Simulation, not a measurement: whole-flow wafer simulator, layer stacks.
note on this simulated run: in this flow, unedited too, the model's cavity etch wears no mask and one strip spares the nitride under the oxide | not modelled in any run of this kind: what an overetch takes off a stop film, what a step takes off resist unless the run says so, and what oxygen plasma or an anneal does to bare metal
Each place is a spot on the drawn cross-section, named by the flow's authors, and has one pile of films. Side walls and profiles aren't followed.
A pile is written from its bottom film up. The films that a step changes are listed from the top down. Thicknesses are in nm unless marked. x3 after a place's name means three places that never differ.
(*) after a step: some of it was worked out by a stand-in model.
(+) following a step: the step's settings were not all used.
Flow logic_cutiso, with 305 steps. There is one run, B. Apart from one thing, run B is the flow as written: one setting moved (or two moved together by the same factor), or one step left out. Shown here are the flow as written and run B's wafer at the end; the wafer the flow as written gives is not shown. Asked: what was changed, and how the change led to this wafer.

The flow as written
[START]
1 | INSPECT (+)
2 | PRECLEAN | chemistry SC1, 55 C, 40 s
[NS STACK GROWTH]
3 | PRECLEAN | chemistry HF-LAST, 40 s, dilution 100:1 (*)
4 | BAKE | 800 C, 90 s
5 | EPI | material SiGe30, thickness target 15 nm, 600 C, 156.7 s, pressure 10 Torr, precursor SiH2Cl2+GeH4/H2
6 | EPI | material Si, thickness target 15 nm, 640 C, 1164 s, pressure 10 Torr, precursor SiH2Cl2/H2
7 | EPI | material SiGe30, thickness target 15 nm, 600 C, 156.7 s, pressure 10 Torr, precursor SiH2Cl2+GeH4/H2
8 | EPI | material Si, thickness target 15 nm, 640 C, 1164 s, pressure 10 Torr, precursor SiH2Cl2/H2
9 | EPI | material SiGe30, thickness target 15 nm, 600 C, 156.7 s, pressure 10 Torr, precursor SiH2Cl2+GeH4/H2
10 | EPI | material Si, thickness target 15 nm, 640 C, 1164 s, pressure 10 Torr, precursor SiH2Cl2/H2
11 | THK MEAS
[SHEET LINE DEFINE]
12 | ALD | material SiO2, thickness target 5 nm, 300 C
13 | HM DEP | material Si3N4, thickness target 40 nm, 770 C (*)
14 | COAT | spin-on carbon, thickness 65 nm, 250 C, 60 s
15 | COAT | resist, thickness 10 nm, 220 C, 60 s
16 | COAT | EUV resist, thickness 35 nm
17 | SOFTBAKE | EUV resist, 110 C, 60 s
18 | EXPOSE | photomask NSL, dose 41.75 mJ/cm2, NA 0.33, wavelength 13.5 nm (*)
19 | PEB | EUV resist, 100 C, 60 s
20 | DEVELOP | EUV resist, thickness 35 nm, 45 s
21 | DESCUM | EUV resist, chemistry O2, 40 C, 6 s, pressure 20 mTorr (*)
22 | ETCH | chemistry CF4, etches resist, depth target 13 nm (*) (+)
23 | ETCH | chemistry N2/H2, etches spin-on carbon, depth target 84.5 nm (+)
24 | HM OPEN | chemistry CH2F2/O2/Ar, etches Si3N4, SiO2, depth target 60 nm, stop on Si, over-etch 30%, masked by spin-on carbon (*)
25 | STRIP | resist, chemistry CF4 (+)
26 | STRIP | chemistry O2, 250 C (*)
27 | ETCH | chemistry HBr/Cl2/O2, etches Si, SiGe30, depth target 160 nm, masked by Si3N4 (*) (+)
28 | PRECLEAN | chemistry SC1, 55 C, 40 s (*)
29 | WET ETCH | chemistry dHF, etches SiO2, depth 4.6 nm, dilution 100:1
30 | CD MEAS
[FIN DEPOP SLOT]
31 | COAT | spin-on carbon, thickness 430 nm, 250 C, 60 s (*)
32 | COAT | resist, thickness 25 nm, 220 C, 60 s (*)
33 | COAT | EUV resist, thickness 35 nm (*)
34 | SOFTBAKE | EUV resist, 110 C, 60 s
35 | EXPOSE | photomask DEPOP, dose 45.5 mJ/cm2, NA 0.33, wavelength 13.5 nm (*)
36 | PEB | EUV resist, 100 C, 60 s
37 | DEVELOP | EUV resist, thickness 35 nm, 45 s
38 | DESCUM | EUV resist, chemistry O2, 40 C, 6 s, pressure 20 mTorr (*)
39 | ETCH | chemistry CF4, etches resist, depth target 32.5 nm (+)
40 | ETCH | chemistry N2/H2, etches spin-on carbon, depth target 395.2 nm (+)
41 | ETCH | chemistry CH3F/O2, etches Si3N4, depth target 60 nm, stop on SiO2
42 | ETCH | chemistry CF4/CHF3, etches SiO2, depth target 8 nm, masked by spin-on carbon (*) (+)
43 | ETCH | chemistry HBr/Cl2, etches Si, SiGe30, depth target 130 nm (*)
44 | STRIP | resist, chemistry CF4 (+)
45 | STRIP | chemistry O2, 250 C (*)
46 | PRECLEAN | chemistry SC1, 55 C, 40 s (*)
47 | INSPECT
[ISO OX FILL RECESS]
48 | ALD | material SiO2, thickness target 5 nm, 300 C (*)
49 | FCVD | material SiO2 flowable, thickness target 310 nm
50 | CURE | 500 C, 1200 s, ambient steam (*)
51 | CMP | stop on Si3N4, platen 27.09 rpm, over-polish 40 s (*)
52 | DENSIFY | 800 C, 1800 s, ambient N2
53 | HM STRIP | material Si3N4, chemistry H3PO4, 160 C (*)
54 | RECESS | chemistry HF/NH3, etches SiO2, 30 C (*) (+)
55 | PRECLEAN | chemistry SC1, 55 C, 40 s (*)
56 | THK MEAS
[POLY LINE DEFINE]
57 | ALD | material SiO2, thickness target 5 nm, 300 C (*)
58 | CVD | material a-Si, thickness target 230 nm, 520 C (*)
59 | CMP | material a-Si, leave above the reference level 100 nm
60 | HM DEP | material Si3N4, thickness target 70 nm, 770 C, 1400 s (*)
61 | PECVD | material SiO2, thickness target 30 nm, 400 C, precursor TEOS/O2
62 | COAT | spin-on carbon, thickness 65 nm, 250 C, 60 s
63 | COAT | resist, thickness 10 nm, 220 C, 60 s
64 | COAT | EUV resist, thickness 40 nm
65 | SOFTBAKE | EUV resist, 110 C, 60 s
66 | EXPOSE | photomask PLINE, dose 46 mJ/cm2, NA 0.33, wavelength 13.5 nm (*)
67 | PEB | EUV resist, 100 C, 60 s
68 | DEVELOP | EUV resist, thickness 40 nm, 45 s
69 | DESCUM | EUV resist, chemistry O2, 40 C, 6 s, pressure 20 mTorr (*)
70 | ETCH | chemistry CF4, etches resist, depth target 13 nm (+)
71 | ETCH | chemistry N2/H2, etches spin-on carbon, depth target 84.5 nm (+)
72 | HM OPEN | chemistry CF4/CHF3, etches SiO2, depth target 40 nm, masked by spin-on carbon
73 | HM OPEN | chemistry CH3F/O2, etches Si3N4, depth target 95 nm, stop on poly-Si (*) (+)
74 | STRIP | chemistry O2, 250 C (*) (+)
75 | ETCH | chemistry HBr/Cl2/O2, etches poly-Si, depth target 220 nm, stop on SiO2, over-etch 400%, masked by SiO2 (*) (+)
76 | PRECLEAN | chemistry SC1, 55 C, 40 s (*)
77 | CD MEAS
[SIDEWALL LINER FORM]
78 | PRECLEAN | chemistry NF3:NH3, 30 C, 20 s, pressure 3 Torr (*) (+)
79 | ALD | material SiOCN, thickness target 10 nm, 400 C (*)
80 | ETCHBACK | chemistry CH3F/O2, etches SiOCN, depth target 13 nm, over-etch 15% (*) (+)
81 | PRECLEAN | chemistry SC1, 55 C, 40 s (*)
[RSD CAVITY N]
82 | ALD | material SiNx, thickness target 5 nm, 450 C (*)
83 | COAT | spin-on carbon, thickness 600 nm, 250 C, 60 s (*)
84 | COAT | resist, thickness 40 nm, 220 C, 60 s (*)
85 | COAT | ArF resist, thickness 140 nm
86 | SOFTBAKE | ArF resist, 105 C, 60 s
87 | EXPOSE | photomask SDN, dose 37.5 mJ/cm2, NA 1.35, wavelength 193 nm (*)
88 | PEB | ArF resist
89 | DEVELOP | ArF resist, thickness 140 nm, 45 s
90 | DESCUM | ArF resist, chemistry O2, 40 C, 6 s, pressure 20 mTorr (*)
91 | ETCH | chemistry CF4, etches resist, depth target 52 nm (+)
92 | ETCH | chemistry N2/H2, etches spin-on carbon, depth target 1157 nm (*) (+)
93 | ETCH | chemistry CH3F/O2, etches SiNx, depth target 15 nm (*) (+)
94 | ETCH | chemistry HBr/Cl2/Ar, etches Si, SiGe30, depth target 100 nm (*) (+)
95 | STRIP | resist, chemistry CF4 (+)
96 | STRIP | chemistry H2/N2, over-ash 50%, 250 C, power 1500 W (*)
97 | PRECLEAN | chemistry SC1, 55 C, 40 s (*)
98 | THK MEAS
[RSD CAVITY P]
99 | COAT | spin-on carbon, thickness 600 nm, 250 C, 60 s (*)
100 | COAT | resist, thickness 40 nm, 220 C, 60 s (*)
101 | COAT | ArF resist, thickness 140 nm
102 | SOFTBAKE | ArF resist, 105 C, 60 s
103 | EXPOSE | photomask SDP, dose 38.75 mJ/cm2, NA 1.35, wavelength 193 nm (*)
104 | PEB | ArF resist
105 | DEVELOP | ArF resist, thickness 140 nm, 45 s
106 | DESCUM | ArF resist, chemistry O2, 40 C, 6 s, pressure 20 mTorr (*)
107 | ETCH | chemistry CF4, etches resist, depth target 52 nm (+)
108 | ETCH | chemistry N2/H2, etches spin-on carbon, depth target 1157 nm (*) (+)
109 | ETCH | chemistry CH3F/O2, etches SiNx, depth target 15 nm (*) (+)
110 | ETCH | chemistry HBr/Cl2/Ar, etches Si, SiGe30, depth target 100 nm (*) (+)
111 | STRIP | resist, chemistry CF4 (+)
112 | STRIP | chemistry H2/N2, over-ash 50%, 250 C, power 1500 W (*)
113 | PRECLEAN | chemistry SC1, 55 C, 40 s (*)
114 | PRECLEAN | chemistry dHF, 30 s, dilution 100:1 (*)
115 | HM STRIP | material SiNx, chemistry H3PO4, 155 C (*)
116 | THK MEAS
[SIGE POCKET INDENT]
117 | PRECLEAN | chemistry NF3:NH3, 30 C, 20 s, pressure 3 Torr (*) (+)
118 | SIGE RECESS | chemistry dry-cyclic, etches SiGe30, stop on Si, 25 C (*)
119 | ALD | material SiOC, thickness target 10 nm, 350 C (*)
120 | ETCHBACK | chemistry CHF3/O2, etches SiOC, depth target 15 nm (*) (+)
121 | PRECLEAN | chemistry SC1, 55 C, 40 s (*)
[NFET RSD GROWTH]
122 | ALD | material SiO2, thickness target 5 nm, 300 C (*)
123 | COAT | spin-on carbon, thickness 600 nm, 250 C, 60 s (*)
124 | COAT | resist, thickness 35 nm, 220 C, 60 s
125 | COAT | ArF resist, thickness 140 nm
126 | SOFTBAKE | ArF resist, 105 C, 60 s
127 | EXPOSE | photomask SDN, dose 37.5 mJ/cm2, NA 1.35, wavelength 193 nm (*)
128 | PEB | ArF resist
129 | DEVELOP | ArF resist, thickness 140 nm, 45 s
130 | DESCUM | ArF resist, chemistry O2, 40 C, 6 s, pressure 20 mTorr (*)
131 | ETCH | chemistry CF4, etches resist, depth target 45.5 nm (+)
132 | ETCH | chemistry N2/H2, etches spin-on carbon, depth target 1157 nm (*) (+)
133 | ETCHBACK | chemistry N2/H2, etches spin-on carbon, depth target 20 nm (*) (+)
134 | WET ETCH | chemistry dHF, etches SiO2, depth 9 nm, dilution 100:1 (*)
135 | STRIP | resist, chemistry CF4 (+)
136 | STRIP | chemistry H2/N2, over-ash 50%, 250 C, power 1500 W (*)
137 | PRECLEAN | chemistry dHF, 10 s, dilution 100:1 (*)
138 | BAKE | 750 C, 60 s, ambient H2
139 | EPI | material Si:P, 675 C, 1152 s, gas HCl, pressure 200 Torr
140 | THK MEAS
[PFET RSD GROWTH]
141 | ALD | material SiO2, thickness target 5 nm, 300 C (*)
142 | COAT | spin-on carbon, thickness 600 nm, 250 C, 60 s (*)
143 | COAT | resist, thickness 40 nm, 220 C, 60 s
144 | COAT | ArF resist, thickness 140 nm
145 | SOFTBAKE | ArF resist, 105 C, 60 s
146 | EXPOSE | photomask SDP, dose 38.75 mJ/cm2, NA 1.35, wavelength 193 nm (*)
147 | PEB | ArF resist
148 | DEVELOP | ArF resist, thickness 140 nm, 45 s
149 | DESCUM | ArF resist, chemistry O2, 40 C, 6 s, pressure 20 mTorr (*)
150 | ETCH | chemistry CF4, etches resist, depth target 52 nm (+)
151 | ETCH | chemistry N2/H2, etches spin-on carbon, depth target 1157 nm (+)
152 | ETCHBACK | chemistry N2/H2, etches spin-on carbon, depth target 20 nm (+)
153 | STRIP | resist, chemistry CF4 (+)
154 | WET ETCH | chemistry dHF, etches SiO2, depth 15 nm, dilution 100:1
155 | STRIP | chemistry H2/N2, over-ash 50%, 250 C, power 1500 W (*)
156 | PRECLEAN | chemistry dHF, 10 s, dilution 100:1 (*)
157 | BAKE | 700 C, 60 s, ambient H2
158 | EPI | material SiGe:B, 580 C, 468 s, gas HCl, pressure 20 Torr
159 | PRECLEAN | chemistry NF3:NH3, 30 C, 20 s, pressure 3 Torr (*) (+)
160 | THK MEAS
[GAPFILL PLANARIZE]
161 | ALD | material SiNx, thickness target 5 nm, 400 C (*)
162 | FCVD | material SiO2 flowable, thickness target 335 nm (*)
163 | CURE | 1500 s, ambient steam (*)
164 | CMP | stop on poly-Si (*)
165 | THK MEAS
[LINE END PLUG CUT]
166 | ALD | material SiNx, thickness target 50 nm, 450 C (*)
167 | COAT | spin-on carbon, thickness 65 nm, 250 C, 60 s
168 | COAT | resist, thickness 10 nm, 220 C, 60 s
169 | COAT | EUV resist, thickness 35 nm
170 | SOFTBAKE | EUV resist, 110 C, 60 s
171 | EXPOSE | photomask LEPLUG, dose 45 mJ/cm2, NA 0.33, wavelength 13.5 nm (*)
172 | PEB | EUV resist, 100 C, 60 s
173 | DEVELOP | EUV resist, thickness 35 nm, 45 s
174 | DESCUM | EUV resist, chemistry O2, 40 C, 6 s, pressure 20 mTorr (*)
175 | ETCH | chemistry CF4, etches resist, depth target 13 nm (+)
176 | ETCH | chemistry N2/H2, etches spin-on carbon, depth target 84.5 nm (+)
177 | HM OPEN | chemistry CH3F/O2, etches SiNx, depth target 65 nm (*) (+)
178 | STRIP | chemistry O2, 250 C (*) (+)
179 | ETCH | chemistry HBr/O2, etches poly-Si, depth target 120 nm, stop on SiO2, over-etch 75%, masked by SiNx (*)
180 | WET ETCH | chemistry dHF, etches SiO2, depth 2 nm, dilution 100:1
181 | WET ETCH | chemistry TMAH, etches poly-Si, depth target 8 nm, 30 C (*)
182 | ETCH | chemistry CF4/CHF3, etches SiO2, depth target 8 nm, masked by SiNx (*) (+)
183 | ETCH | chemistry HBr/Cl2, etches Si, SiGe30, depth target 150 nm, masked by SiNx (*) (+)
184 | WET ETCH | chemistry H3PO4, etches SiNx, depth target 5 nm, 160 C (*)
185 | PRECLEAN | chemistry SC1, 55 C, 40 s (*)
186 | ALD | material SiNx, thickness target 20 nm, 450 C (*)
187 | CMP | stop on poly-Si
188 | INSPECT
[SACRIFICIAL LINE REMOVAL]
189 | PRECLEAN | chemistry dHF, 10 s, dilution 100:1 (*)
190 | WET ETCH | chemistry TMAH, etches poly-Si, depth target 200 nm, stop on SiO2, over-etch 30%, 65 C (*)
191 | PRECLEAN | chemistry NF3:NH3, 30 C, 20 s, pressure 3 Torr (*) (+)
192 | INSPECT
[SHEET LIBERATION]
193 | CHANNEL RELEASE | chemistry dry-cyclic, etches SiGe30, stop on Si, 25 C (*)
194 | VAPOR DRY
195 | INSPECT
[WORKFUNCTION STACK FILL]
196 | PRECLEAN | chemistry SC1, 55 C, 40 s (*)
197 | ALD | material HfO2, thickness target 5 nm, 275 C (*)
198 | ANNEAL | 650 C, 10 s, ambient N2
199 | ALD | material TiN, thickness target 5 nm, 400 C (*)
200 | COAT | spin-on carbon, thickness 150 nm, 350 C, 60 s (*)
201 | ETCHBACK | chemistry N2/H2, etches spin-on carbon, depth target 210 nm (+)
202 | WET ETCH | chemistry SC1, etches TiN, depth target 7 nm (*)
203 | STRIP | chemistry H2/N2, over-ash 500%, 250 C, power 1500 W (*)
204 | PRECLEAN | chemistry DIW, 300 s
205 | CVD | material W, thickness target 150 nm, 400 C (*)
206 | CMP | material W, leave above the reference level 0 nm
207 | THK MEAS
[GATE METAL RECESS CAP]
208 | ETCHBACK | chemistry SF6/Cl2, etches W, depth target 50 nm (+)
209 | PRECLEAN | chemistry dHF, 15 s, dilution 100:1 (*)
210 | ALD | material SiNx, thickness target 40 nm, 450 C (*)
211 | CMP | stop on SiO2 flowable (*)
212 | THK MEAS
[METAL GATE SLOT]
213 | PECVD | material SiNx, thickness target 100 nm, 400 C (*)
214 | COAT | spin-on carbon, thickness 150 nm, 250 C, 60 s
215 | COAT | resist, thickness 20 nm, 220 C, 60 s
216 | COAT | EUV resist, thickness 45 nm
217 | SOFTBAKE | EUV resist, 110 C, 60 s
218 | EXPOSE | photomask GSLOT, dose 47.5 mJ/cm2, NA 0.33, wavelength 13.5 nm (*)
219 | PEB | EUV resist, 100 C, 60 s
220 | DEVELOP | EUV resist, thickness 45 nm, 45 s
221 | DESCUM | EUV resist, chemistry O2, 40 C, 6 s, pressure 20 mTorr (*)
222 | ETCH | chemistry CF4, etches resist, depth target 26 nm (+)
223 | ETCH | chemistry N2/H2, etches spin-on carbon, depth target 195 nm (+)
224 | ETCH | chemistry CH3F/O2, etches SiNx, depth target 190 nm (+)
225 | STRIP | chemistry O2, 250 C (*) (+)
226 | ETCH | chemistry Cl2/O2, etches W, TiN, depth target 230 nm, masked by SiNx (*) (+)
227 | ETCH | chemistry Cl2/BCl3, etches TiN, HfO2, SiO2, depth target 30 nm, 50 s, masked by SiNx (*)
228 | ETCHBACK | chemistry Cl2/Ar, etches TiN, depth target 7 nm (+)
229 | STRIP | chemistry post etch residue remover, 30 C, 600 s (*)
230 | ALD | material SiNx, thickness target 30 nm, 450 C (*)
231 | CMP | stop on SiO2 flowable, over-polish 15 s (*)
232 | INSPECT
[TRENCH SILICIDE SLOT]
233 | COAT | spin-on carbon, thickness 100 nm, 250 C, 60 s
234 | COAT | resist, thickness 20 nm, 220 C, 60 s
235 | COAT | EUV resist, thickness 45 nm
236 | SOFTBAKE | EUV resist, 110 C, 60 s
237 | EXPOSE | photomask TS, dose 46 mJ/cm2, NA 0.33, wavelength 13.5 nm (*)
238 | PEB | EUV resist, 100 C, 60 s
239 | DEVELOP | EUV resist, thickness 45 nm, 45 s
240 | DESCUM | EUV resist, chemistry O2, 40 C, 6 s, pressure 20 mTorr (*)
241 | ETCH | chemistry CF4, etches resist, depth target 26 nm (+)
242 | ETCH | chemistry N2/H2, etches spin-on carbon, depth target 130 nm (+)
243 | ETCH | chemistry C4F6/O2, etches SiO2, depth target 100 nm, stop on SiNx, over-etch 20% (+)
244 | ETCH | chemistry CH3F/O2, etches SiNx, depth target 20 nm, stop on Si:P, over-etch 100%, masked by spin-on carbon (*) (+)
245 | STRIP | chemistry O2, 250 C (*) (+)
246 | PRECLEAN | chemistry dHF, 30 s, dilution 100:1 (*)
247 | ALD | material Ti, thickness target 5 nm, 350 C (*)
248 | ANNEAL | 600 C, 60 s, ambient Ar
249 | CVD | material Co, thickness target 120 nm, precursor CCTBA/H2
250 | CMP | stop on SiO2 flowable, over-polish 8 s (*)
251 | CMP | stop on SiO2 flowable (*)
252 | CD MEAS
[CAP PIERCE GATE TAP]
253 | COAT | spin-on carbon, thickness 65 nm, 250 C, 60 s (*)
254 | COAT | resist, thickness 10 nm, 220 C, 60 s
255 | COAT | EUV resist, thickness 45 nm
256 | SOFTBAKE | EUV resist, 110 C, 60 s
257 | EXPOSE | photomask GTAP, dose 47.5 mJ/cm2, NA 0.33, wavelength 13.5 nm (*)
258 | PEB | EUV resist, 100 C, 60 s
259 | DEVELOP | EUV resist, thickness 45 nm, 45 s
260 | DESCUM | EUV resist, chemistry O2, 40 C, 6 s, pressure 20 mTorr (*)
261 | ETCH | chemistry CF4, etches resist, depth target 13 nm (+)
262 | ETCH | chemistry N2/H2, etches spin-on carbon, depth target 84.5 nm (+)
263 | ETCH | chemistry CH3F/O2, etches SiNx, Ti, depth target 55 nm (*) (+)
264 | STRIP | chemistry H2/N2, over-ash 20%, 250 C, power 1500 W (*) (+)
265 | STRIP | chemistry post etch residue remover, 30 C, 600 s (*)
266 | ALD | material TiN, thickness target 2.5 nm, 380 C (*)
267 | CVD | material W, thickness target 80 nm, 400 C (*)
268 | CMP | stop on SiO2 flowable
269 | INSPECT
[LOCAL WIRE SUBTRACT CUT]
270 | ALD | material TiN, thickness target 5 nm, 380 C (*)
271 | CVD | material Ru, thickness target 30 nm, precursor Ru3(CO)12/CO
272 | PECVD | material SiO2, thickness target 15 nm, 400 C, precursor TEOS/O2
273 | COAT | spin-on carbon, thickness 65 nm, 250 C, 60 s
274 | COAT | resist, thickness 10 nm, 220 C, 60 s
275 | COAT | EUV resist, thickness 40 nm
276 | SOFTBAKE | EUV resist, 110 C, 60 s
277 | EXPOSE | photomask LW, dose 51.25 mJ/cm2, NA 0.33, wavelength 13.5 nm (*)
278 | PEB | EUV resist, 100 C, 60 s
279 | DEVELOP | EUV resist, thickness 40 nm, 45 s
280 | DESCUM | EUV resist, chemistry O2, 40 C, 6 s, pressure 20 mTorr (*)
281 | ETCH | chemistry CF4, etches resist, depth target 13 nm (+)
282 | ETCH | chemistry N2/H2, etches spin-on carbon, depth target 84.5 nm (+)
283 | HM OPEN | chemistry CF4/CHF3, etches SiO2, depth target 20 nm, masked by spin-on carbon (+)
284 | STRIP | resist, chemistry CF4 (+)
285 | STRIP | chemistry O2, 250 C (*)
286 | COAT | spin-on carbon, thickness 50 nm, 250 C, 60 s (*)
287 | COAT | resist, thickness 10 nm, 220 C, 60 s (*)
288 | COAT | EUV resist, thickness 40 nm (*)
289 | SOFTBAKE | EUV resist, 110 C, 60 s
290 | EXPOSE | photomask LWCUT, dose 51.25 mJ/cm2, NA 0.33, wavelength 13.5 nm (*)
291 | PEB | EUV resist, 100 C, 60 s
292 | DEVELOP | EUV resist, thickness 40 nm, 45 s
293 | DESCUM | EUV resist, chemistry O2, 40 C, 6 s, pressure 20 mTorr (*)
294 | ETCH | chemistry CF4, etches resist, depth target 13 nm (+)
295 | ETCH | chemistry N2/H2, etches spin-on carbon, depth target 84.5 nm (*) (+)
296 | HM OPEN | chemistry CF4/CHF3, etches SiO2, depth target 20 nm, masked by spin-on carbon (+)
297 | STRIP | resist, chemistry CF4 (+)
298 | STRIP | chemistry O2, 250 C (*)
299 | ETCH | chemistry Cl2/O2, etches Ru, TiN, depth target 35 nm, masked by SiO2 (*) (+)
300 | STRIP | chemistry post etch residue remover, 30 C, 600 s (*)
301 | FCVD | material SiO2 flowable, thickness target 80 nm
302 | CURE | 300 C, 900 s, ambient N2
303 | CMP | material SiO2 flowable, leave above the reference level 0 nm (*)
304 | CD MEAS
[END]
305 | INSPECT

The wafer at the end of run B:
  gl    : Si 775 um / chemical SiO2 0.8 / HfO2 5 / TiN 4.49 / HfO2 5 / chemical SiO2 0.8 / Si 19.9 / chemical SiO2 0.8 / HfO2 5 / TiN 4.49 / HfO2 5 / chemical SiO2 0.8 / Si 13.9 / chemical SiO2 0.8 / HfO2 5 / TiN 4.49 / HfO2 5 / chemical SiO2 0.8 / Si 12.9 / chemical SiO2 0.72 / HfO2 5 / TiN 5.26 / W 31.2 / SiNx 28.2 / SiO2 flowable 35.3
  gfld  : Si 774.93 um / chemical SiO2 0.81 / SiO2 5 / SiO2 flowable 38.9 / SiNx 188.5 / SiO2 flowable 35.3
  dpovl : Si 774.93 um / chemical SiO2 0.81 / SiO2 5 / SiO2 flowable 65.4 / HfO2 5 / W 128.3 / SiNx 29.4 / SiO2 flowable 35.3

Cause: step 6, EPI: 1630 s was run, though the flow has 1164 s.

The path from the change to this, step by step:
  6 | EPI | material Si, thickness target 15 nm, 640 C, 1164 s, pressure 10 Torr, precursor SiH2Cl2/H2
      depop, dpovl, gfld and 19 more: Si gains 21 (new film) (in the flow as written it would be: Si gains 15 (new film))
  27 | ETCH | chemistry HBr/Cl2/O2, etches Si, SiGe30, depth target 160 nm, masked by Si3N4 (*) (+)
      gfld, gxf, iso, lnri: chemical SiO2 loses 0.79 (all of it), Si loses 11.4 (all of it), SiGe30 loses 15 (all of it), Si loses 15 (all of it), SiGe30 loses 15 (all of it), Si loses 21 (all of it), SiGe30 loses 15 (all of it), Si loses 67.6 (in the flow as written it would be: chemical SiO2 loses 0.79 (all of it), Si loses 11.4 (all of it), SiGe30 loses 15 (all of it), Si loses 15 (all of it), SiGe30 loses 15 (all of it), Si loses 15 (all of it), SiGe30 loses 15 (all of it), Si loses 73.6)
      dpovl, nsgap: chemical SiO2 loses 0.79 (all of it), Si loses 11.8 (all of it), SiGe30 loses 15 (all of it), Si loses 15 (all of it), SiGe30 loses 15 (all of it), Si loses 21 (all of it), SiGe30 loses 15 (all of it), Si loses 67.2 (in the flow as written it would be: chemical SiO2 loses 0.79 (all of it), Si loses 11.8 (all of it), SiGe30 loses 15 (all of it), Si loses 15 (all of it), SiGe30 loses 15 (all of it), Si loses 15 (all of it), SiGe30 loses 15 (all of it), Si loses 73.2)
      (and at 1 other place as well)
  43 | ETCH | chemistry HBr/Cl2, etches Si, SiGe30, depth target 130 nm (*)
      depop: Si loses 14 (all of it), SiGe30 loses 15 (all of it), Si loses 15 (all of it), SiGe30 loses 15 (all of it), Si loses 21 (all of it), SiGe30 loses 15 (all of it), Si loses 35 (in the flow as written it would be: Si loses 14 (all of it), SiGe30 loses 15 (all of it), Si loses 15 (all of it), SiGe30 loses 15 (all of it), Si loses 15 (all of it), SiGe30 loses 15 (all of it), Si loses 41)
  94 | ETCH | chemistry HBr/Cl2/Ar, etches Si, SiGe30, depth target 100 nm (*) (+)
      rsdn, rsdx: chemical SiO2 loses 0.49 (all of it), Si loses 12.8 (all of it), SiGe30 loses 15 (all of it), Si loses 15 (all of it), SiGe30 loses 15 (all of it), Si loses 21 (all of it), SiGe30 loses 15 (all of it), Si loses 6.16 (in the flow as written it would be: chemical SiO2 loses 0.49 (all of it), Si loses 12.8 (all of it), SiGe30 loses 15 (all of it), Si loses 15 (all of it), SiGe30 loses 15 (all of it), Si loses 15 (all of it), SiGe30 loses 15 (all of it), Si loses 12.2)
  110 | ETCH | chemistry HBr/Cl2/Ar, etches Si, SiGe30, depth target 100 nm (*) (+)
      rsdp, rsdw: chemical SiO2 loses 0.49 (all of it), Si loses 12.8 (all of it), SiGe30 loses 15 (all of it), Si loses 15 (all of it), SiGe30 loses 15 (all of it), Si loses 21 (all of it), SiGe30 loses 15 (all of it), Si loses 6.16 (in the flow as written it would be: chemical SiO2 loses 0.49 (all of it), Si loses 12.8 (all of it), SiGe30 loses 15 (all of it), Si loses 15 (all of it), SiGe30 loses 15 (all of it), Si loses 15 (all of it), SiGe30 loses 15 (all of it), Si loses 12.2)
  183 | ETCH | chemistry HBr/Cl2, etches Si, SiGe30, depth target 150 nm, masked by SiNx (*) (+)
      plug: Si loses 13.6 (all of it), SiGe30 loses 15 (all of it), Si loses 15 (all of it), SiGe30 loses 15 (all of it), Si loses 21 (all of it), SiGe30 loses 15 (all of it), Si loses 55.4 (in the flow as written it would be: Si loses 13.6 (all of it), SiGe30 loses 15 (all of it), Si loses 15 (all of it), SiGe30 loses 15 (all of it), Si loses 15 (all of it), SiGe30 loses 15 (all of it), Si loses 61.4)
